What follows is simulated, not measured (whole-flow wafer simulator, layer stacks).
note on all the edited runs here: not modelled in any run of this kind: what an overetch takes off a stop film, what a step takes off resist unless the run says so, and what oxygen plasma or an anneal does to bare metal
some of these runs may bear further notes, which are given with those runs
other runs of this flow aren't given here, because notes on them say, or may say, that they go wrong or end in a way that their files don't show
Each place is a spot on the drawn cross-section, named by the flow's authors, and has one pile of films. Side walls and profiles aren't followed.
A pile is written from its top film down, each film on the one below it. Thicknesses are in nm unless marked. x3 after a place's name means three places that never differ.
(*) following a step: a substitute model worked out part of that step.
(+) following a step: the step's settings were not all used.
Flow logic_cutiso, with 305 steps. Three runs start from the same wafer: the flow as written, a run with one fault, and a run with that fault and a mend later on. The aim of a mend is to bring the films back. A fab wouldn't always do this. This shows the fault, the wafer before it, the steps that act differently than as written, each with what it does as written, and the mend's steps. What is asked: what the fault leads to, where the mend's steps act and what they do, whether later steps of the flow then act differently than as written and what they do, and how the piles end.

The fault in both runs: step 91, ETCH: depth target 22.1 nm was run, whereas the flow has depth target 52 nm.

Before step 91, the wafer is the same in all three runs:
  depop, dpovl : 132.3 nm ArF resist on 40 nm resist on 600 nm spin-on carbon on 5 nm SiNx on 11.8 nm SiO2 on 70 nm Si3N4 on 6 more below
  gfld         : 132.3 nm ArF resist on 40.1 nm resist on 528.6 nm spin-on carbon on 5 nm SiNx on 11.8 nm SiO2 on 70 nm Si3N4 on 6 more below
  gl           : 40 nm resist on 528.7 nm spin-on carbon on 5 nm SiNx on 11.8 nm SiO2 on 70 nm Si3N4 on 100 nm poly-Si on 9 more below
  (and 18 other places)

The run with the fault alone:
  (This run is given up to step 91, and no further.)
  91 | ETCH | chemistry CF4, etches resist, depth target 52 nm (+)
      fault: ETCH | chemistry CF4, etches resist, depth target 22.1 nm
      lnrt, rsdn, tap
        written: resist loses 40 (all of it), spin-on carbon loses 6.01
        fault: resist loses 22.1
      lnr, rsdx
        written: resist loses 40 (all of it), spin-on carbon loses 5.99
        fault: resist loses 22.1
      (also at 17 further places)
  Once step 91 is done, the piles at depop, dpovl, gfld and 19 more depart from the flow's by more than 2% or 0.5 nm, whichever is larger.
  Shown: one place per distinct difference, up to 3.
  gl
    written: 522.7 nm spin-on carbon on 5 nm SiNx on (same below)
    fault: 17.9 nm resist on 528.7 nm spin-on carbon on 5 nm SiNx on (same below)
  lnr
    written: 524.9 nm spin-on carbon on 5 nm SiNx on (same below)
    fault: 17.9 nm resist on 530.9 nm spin-on carbon on 5 nm SiNx on (same below)
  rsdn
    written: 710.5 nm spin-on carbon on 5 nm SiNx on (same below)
    fault: 17.9 nm resist on 716.5 nm spin-on carbon on 5 nm SiNx on (same below)

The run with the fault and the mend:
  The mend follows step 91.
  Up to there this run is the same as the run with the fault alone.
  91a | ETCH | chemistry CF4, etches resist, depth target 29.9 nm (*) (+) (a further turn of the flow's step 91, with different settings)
      depop, dpovl, gfld and 12 more
        ArF resist loses 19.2
      gl, rsdn
        resist loses 17.9 (all of it), spin-on carbon loses 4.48
      gxn, lnr
        resist loses 17.9 (all of it), spin-on carbon loses 4.46
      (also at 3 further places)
  Steps later in the flow that act otherwise than as written (not shown: 2 more steps that differ only slightly, by at most 2% or 0.5 nm, whichever is larger):
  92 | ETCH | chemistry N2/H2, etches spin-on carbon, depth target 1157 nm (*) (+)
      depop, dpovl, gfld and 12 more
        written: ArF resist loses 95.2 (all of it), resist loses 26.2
        mend: ArF resist loses 97.4 (all of it), resist loses 26.2
  By the end, the piles equal the flow's at every place that both follow.
